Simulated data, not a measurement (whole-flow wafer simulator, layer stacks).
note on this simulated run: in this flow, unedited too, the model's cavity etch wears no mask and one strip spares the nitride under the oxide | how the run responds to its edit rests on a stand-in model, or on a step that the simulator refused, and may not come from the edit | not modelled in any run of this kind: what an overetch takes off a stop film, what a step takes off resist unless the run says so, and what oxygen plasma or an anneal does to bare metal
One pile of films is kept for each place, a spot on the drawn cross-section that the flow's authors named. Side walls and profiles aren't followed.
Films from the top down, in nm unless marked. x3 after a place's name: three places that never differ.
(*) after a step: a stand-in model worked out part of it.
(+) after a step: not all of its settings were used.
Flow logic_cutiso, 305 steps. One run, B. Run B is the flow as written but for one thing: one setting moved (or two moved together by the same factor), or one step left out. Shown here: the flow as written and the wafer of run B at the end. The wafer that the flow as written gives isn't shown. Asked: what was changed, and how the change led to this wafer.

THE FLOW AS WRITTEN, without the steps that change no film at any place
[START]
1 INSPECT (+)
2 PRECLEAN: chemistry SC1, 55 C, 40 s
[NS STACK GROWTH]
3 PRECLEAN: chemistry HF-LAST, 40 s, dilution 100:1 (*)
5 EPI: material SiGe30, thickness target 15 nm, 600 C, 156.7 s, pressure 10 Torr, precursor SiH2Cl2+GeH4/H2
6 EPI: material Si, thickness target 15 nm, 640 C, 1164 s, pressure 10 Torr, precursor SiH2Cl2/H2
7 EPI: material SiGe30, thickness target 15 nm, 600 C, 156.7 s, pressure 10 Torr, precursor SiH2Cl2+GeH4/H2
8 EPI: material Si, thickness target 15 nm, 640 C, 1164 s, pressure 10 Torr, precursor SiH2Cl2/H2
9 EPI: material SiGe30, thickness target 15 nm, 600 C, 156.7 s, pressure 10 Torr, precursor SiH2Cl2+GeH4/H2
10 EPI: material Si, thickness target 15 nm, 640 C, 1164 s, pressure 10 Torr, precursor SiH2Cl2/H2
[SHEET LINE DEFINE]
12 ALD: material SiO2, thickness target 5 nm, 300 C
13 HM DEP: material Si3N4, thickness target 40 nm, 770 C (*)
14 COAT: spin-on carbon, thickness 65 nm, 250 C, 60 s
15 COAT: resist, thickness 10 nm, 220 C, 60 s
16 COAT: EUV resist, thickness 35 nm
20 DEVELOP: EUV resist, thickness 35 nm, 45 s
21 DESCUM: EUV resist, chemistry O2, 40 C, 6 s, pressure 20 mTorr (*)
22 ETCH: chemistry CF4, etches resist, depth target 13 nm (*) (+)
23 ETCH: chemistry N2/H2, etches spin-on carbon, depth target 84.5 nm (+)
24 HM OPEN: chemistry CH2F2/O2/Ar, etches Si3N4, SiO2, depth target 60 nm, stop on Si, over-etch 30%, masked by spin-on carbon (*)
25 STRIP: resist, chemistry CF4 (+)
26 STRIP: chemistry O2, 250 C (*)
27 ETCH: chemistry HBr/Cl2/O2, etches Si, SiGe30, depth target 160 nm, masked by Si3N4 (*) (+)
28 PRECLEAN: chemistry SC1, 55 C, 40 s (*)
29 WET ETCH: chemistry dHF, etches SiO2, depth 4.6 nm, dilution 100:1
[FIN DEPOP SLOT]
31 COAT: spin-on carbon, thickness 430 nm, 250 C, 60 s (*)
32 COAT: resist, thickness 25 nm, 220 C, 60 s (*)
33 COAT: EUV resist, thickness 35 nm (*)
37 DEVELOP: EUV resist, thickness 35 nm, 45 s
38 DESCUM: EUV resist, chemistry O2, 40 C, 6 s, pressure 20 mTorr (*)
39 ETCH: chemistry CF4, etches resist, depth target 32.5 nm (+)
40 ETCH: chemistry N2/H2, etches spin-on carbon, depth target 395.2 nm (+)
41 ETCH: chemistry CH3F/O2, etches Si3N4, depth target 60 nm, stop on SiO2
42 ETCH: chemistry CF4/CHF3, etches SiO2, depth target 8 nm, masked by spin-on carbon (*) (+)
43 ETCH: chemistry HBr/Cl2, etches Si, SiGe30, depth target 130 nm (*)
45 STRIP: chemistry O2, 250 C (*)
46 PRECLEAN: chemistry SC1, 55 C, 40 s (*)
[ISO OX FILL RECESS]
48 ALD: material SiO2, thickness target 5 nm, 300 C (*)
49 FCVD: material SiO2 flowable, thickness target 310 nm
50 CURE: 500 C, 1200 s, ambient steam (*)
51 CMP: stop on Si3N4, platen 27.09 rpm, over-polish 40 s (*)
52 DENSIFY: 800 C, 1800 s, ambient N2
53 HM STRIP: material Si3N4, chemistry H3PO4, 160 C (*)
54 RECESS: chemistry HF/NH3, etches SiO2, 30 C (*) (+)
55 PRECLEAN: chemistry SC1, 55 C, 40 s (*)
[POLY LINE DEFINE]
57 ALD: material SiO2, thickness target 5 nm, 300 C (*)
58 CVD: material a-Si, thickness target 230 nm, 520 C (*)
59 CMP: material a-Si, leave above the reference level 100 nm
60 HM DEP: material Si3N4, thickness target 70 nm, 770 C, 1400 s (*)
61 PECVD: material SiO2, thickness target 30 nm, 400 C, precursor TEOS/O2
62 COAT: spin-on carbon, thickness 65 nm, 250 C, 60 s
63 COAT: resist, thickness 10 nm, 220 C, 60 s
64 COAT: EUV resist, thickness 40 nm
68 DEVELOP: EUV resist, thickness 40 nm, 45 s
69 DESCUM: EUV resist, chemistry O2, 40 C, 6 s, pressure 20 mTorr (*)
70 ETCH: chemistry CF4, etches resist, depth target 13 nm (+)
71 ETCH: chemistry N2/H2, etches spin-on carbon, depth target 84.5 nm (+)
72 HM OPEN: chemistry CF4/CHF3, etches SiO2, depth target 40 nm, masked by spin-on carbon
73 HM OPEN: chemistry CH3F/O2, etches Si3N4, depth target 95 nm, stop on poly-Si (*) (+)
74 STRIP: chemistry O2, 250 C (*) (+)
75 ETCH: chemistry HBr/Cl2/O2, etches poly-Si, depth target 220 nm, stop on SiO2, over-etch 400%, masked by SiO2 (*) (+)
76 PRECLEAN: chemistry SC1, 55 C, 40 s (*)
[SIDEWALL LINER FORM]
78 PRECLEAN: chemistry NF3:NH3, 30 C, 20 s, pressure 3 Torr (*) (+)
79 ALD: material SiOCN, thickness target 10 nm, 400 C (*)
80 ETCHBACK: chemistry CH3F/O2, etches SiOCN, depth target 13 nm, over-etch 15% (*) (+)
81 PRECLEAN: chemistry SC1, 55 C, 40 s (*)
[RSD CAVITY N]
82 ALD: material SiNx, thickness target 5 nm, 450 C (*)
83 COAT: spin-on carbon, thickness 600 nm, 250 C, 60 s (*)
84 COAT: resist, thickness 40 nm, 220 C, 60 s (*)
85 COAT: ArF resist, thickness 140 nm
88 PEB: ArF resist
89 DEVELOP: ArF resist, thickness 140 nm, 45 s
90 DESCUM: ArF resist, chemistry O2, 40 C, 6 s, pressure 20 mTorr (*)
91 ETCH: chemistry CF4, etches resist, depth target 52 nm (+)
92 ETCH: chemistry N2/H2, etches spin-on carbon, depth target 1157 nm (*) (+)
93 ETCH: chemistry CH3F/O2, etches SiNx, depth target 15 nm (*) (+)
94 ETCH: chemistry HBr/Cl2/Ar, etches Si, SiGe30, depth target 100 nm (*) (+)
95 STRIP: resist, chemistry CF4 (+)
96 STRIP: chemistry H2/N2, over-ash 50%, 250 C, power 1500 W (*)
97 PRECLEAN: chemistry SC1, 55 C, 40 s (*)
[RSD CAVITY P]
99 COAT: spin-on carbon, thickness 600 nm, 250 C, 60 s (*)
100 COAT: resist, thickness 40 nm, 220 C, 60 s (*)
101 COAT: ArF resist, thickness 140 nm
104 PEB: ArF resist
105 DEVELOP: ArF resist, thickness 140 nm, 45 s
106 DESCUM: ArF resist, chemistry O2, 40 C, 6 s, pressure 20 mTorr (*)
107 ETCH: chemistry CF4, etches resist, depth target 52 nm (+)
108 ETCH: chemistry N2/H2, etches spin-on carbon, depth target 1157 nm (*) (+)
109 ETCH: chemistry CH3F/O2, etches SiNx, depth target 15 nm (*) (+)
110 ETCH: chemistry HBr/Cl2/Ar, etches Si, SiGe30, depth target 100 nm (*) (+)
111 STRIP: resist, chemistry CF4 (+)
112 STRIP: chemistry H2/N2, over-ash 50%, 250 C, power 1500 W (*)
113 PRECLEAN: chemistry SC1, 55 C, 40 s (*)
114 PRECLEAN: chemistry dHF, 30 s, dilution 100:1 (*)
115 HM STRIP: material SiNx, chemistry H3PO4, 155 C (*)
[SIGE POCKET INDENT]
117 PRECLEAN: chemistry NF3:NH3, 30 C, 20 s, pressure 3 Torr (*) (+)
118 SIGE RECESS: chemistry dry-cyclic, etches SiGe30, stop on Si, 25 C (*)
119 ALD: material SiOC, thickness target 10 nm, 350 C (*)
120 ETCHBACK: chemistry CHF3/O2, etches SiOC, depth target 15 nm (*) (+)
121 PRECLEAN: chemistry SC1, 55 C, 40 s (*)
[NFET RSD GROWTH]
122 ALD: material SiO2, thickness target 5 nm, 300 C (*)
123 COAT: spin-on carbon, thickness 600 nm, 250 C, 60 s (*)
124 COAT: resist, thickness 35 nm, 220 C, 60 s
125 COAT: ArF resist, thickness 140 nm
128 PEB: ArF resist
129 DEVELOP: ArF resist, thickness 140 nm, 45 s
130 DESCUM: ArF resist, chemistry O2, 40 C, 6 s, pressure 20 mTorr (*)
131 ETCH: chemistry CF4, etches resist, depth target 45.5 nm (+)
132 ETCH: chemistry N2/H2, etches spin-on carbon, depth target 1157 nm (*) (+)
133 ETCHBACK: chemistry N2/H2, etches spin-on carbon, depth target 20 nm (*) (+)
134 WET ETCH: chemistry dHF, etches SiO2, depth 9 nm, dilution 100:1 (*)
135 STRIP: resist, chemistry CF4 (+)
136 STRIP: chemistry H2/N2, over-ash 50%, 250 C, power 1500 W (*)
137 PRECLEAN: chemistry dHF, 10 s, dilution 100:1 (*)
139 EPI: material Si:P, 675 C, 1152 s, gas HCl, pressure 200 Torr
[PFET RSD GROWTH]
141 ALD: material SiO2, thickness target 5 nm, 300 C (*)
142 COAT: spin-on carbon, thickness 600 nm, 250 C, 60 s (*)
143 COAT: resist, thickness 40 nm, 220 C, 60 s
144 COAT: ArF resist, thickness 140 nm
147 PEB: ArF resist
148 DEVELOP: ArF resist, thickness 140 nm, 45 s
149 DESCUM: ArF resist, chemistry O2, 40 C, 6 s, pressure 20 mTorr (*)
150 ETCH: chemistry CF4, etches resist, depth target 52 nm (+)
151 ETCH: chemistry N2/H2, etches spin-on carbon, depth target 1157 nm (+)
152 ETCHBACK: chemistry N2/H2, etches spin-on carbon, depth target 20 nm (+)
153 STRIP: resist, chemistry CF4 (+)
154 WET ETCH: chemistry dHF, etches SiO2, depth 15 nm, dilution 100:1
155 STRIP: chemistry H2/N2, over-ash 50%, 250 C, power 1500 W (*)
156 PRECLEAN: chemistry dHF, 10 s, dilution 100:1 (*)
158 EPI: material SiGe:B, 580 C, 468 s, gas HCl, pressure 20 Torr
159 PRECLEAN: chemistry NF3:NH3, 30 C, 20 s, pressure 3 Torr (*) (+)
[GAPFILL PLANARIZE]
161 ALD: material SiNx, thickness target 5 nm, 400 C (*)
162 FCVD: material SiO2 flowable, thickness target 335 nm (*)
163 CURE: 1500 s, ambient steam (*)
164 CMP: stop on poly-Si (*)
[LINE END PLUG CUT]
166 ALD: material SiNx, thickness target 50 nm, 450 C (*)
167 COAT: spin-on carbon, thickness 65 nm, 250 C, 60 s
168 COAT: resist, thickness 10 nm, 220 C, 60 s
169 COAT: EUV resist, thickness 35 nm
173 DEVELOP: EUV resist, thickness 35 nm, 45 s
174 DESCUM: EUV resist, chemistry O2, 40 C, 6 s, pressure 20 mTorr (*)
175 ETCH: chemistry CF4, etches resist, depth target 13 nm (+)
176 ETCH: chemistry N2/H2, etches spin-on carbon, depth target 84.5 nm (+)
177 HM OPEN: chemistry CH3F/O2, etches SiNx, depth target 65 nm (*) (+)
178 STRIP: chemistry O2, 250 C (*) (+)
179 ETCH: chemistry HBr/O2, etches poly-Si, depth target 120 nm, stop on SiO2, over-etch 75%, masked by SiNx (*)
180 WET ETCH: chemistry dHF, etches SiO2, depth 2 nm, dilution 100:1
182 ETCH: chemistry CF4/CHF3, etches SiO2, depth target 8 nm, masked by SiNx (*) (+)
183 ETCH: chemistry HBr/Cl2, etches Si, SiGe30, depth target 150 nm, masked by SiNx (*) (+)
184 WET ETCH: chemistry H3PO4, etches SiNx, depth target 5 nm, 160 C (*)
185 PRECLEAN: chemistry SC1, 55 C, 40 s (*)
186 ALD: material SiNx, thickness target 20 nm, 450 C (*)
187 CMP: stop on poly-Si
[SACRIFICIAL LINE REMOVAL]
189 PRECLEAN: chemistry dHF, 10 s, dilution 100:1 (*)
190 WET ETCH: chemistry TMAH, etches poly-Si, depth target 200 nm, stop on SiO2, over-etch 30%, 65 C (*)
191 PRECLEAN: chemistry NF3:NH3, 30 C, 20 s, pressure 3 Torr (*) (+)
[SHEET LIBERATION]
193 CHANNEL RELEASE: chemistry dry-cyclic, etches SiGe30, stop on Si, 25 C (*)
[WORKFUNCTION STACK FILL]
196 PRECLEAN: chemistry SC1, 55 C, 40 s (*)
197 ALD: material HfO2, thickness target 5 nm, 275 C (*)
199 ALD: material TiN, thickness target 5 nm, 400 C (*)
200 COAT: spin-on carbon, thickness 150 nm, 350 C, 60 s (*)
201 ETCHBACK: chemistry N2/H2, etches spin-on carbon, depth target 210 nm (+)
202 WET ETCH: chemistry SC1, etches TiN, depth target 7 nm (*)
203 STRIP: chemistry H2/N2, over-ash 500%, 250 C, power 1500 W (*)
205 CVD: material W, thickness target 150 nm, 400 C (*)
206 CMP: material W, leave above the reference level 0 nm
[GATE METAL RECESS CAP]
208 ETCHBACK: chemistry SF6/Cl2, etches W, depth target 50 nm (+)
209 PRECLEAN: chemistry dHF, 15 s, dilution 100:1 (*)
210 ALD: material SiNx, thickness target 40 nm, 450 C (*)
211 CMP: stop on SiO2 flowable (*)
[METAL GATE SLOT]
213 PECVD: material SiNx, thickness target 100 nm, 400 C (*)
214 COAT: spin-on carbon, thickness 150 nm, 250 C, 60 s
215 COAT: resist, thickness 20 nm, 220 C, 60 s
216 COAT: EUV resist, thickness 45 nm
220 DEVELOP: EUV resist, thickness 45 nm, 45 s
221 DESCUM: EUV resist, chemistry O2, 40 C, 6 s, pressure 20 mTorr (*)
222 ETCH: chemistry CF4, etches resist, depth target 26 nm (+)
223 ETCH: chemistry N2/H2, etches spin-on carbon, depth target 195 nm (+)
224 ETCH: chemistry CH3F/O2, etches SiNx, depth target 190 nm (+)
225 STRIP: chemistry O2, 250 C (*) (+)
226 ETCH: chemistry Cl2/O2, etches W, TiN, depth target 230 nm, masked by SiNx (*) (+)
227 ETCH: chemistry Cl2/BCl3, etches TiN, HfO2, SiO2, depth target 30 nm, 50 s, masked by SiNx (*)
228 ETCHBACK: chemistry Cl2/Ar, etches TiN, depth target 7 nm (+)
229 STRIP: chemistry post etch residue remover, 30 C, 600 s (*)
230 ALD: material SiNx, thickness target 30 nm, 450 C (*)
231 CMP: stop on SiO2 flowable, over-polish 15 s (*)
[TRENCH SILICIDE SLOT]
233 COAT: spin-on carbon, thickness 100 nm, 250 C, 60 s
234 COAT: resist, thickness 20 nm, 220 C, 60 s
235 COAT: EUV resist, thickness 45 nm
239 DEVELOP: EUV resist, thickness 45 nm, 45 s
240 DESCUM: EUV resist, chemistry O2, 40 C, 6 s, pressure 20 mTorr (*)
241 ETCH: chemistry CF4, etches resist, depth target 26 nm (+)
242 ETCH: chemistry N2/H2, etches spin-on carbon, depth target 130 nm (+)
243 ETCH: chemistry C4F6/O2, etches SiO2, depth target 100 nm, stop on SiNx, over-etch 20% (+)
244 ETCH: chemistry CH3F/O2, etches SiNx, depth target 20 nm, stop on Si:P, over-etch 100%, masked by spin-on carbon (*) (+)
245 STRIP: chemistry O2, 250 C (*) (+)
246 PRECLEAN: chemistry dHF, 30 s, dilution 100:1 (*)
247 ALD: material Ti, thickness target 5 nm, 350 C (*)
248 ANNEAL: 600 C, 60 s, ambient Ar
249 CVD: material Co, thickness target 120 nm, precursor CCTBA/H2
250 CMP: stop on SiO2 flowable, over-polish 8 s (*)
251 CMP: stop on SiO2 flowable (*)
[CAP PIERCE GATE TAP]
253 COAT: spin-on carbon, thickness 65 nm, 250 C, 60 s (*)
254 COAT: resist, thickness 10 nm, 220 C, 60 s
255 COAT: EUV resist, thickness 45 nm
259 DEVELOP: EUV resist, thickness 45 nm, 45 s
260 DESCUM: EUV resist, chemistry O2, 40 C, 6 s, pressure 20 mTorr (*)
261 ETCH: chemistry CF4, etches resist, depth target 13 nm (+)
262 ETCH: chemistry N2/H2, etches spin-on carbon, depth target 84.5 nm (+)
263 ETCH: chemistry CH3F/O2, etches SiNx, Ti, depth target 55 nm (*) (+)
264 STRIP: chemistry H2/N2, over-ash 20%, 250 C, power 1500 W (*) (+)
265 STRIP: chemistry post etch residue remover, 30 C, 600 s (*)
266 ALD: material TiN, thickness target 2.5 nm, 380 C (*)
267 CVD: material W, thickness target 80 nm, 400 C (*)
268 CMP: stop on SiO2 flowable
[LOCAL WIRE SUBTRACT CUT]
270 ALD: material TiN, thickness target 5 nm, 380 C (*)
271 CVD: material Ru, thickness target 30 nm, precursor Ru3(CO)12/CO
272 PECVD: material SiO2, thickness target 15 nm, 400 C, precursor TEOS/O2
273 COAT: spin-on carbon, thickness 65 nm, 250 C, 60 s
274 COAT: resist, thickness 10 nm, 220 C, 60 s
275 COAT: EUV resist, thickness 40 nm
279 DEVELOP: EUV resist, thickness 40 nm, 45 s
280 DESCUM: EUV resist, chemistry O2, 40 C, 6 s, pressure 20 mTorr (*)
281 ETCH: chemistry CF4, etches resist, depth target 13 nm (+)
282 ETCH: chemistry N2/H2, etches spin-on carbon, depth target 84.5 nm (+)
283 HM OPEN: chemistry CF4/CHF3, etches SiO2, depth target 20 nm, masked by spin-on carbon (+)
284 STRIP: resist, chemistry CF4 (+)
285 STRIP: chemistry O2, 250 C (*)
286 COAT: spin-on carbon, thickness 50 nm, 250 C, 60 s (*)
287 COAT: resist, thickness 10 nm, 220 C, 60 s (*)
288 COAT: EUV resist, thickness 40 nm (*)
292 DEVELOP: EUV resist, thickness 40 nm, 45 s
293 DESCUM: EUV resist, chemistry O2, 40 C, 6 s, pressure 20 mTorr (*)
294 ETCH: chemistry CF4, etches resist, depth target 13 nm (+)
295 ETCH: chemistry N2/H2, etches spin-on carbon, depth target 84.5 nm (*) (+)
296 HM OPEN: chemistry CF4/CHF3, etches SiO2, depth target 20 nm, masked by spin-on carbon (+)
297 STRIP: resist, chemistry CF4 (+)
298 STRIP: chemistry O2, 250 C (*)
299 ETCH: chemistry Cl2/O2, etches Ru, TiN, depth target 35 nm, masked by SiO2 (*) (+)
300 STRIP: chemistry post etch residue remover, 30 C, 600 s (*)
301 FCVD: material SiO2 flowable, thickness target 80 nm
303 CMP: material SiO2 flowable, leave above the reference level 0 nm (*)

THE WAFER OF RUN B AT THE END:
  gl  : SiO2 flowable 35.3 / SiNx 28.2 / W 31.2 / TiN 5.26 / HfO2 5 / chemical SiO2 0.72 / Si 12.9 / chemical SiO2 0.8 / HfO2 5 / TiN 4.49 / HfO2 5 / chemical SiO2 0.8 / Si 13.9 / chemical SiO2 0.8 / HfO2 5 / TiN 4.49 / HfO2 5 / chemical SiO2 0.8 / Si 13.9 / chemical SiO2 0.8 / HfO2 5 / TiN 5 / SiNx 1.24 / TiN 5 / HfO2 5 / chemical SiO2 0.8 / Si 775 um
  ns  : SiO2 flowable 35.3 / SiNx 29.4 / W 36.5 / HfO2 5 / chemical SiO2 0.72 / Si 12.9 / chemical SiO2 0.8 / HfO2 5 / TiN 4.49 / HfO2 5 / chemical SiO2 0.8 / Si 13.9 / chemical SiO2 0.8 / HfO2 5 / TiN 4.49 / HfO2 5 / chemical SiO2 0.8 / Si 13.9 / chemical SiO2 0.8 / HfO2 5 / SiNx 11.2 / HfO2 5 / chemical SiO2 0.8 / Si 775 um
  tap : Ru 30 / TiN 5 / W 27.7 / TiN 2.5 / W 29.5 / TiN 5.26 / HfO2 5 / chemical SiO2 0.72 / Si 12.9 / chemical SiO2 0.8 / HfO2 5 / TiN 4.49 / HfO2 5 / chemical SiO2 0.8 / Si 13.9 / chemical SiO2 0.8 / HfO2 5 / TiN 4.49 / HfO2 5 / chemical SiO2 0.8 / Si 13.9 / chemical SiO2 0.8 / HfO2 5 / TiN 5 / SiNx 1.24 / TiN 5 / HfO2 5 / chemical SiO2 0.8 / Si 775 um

The cause: step 5, EPI: 227.2 s was run, where the flow has 156.7 s.

How the change led to this, step by step:
  5 EPI: material SiGe30, thickness target 15 nm, 600 C, 156.7 s, pressure 10 Torr, precursor SiH2Cl2+GeH4/H2
      depop, dpovl, gfld and 19 more: SiGe30 +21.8 (new film) (as written it would be: SiGe30 +15 (new film))
  27 ETCH: chemistry HBr/Cl2/O2, etches Si, SiGe30, depth target 160 nm, masked by Si3N4 (*) (+)
      gfld, gxf, iso, lnri: chemical SiO2 -0.79 (all of it), Si -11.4 (all of it), SiGe30 -15 (all of it), Si -15 (all of it), SiGe30 -15 (all of it), Si -15 (all of it), SiGe30 -21.8 (all of it), Si -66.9 (as written it would be: chemical SiO2 -0.79 (all of it), Si -11.4 (all of it), SiGe30 -15 (all of it), Si -15 (all of it), SiGe30 -15 (all of it), Si -15 (all of it), SiGe30 -15 (all of it), Si -73.6)
      dpovl, nsgap: chemical SiO2 -0.79 (all of it), Si -11.8 (all of it), SiGe30 -15 (all of it), Si -15 (all of it), SiGe30 -15 (all of it), Si -15 (all of it), SiGe30 -21.8 (all of it), Si -66.5 (as written it would be: chemical SiO2 -0.79 (all of it), Si -11.8 (all of it), SiGe30 -15 (all of it), Si -15 (all of it), SiGe30 -15 (all of it), Si -15 (all of it), SiGe30 -15 (all of it), Si -73.2)
      (and at 1 more place)
  43 ETCH: chemistry HBr/Cl2, etches Si, SiGe30, depth target 130 nm (*)
      depop: Si -14 (all of it), SiGe30 -15 (all of it), Si -15 (all of it), SiGe30 -15 (all of it), Si -15 (all of it), SiGe30 -21.8 (all of it), Si -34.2 (as written it would be: Si -14 (all of it), SiGe30 -15 (all of it), Si -15 (all of it), SiGe30 -15 (all of it), Si -15 (all of it), SiGe30 -15 (all of it), Si -41)
  94 ETCH: chemistry HBr/Cl2/Ar, etches Si, SiGe30, depth target 100 nm (*) (+)
      rsdn, rsdx: chemical SiO2 -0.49 (all of it), Si -12.8 (all of it), SiGe30 -15 (all of it), Si -15 (all of it), SiGe30 -15 (all of it), Si -15 (all of it), SiGe30 -21.8 (all of it), Si -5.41 (as written it would be: chemical SiO2 -0.49 (all of it), Si -12.8 (all of it), SiGe30 -15 (all of it), Si -15 (all of it), SiGe30 -15 (all of it), Si -15 (all of it), SiGe30 -15 (all of it), Si -12.2)
  110 ETCH: chemistry HBr/Cl2/Ar, etches Si, SiGe30, depth target 100 nm (*) (+)
      rsdp, rsdw: chemical SiO2 -0.49 (all of it), Si -12.8 (all of it), SiGe30 -15 (all of it), Si -15 (all of it), SiGe30 -15 (all of it), Si -15 (all of it), SiGe30 -21.8 (all of it), Si -5.41 (as written it would be: chemical SiO2 -0.49 (all of it), Si -12.8 (all of it), SiGe30 -15 (all of it), Si -15 (all of it), SiGe30 -15 (all of it), Si -15 (all of it), SiGe30 -15 (all of it), Si -12.2)
  118 SIGE RECESS: chemistry dry-cyclic, etches SiGe30, stop on Si, 25 C (*)
      lnr, lnrp, lnrt: SiOCN -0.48, Si -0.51, cavity +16 (new film), SiGe30 -15 (all of it), Si -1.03, cavity +16 (new film), SiGe30 -15 (all of it), Si -1.03, cavity +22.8 (new film), SiGe30 -21.8 (all of it), Si -0.51 (as written it would be: SiOCN -0.48, Si -0.51, cavity +16 (new film), SiGe30 -15 (all of it), Si -1.03, cavity +16 (new film), SiGe30 -15 (all of it), Si -1.03, cavity +16 (new film), SiGe30 -15 (all of it), Si -0.51)
  119 ALD: material SiOC, thickness target 10 nm, 350 C (*)
      lnr, lnrp, lnrt: SiOC +10 (new film), SiOC +16 (new film), cavity -16 (all of it), SiOC +16 (new film), cavity -16 (all of it), SiOC +22.8 (new film), cavity -22.8 (all of it) (as written it would be: SiOC +10 (new film), SiOC +16 (new film), cavity -16 (all of it), SiOC +16 (new film), cavity -16 (all of it), SiOC +16 (new film), cavity -16 (all of it))
  183 ETCH: chemistry HBr/Cl2, etches Si, SiGe30, depth target 150 nm, masked by SiNx (*) (+)
      plug: Si -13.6 (all of it), SiGe30 -15 (all of it), Si -15 (all of it), SiGe30 -15 (all of it), Si -15 (all of it), SiGe30 -21.8 (all of it), Si -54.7 (as written it would be: Si -13.6 (all of it), SiGe30 -15 (all of it), Si -15 (all of it), SiGe30 -15 (all of it), Si -15 (all of it), SiGe30 -15 (all of it), Si -61.4)
  193 CHANNEL RELEASE: chemistry dry-cyclic, etches SiGe30, stop on Si, 25 C (*)
      gl, glp, gxn, gxp, ns, tap: chemical SiO2 +0.8 (new film), Si -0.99, chemical SiO2 +0.8 (new film), cavity +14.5 (new film), chemical SiO2 +0.8 (new film), SiGe30 -15 (all of it), Si -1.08, chemical SiO2 +0.8 (new film), cavity +14.5 (new film), chemical SiO2 +0.8 (new film), SiGe30 -15 (all of it), Si -1.08, chemical SiO2 +0.8 (new film), cavity +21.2 (new film), chemical SiO2 +0.8 (new film), SiGe30 -21.8 (all of it), Si -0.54 (as written it would be: chemical SiO2 +0.8 (new film), Si -0.99, chemical SiO2 +0.8 (new film), cavity +14.5 (new film), chemical SiO2 +0.8 (new film), SiGe30 -15 (all of it), Si -1.08, chemical SiO2 +0.8 (new film), cavity +14.5 (new film), chemical SiO2 +0.8 (new film), SiGe30 -15 (all of it), Si -1.08, chemical SiO2 +0.8 (new film), cavity +14.5 (new film), chemical SiO2 +0.8 (new film), SiGe30 -15 (all of it), Si -0.54)
  199 ALD: material TiN, thickness target 5 nm, 400 C (*)
      gl, glp, tap: TiN +5.26 (new film), TiN +4.49 (new film), cavity -4.49 (all of it), TiN +4.49 (new film), cavity -4.49 (all of it), TiN +5 (new film), cavity -10, TiN +5 (new film) (as written it would be: TiN +5.26 (new film), TiN +4.49 (new film), cavity -4.49 (all of it), TiN +4.49 (new film), cavity -4.49 (all of it), TiN +4.49 (new film), cavity -4.49 (all of it))
      gxn, gxp, ns: TiN +5 (new film), TiN +4.49 (new film), cavity -4.49 (all of it), TiN +4.49 (new film), cavity -4.49 (all of it), TiN +5 (new film), cavity -10, TiN +5 (new film) (as written it would be: TiN +5 (new film), TiN +4.49 (new film), cavity -4.49 (all of it), TiN +4.49 (new film), cavity -4.49 (all of it), TiN +4.49 (new film), cavity -4.49 (all of it))
  202 WET ETCH: chemistry SC1, etches TiN, depth target 7 nm (*)
      ns: TiN -5 (all of it), TiN -5 (all of it), cavity +10, TiN -5 (all of it) (as written it would be: TiN -5 (all of it))
  210 ALD: material SiNx, thickness target 40 nm, 450 C (*)
      gl, glp, gxn, gxp, tap: SiNx +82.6 (new film), SiNx +1.24 (new film), cavity -1.24 (all of it) (as written it would be: SiNx +82.6 (new film))
      ns: SiNx +40 (new film), SiNx +11.2 (new film), cavity -11.2 (all of it) (as written it would be: SiNx +40 (new film))
Counting metal films that touch as one body, gl has 5 bodies (between them, from the top down: HfO2 5 / chemical SiO2 0.72 / Si 12.9 / chemical SiO2 0.8 / HfO2 5; HfO2 5 / chemical SiO2 0.8 / Si 13.9 / chemical SiO2 0.8 / HfO2 5; HfO2 5 / chemical SiO2 0.8 / Si 13.9 / chemical SiO2 0.8 / HfO2 5; SiNx 1.24); the flow as written gives 4 bodies (between them, from the top down: HfO2 5 / chemical SiO2 0.72 / Si 12.9 / chemical SiO2 0.8 / HfO2 5; HfO2 5 / chemical SiO2 0.8 / Si 13.9 / chemical SiO2 0.8 / HfO2 5; HfO2 5 / chemical SiO2 0.8 / Si 13.9 / chemical SiO2 0.8 / HfO2 5).
Counting metal films that touch as one body, ns has 3 bodies (between them, from the top down: HfO2 5 / chemical SiO2 0.72 / Si 12.9 / chemical SiO2 0.8 / HfO2 5; HfO2 5 / chemical SiO2 0.8 / Si 13.9 / chemical SiO2 0.8 / HfO2 5); the flow as written gives 4 bodies (between them, from the top down: HfO2 5 / chemical SiO2 0.72 / Si 12.9 / chemical SiO2 0.8 / HfO2 5; HfO2 5 / chemical SiO2 0.8 / Si 13.9 / chemical SiO2 0.8 / HfO2 5; HfO2 5 / chemical SiO2 0.8 / Si 13.9 / chemical SiO2 0.8 / HfO2 5).
Counting metal films that touch as one body, tap has 5 bodies (between them, from the top down: HfO2 5 / chemical SiO2 0.72 / Si 12.9 / chemical SiO2 0.8 / HfO2 5; HfO2 5 / chemical SiO2 0.8 / Si 13.9 / chemical SiO2 0.8 / HfO2 5; HfO2 5 / chemical SiO2 0.8 / Si 13.9 / chemical SiO2 0.8 / HfO2 5; SiNx 1.24); the flow as written gives 4 bodies (between them, from the top down: HfO2 5 / chemical SiO2 0.72 / Si 12.9 / chemical SiO2 0.8 / HfO2 5; HfO2 5 / chemical SiO2 0.8 / Si 13.9 / chemical SiO2 0.8 / HfO2 5; HfO2 5 / chemical SiO2 0.8 / Si 13.9 / chemical SiO2 0.8 / HfO2 5).
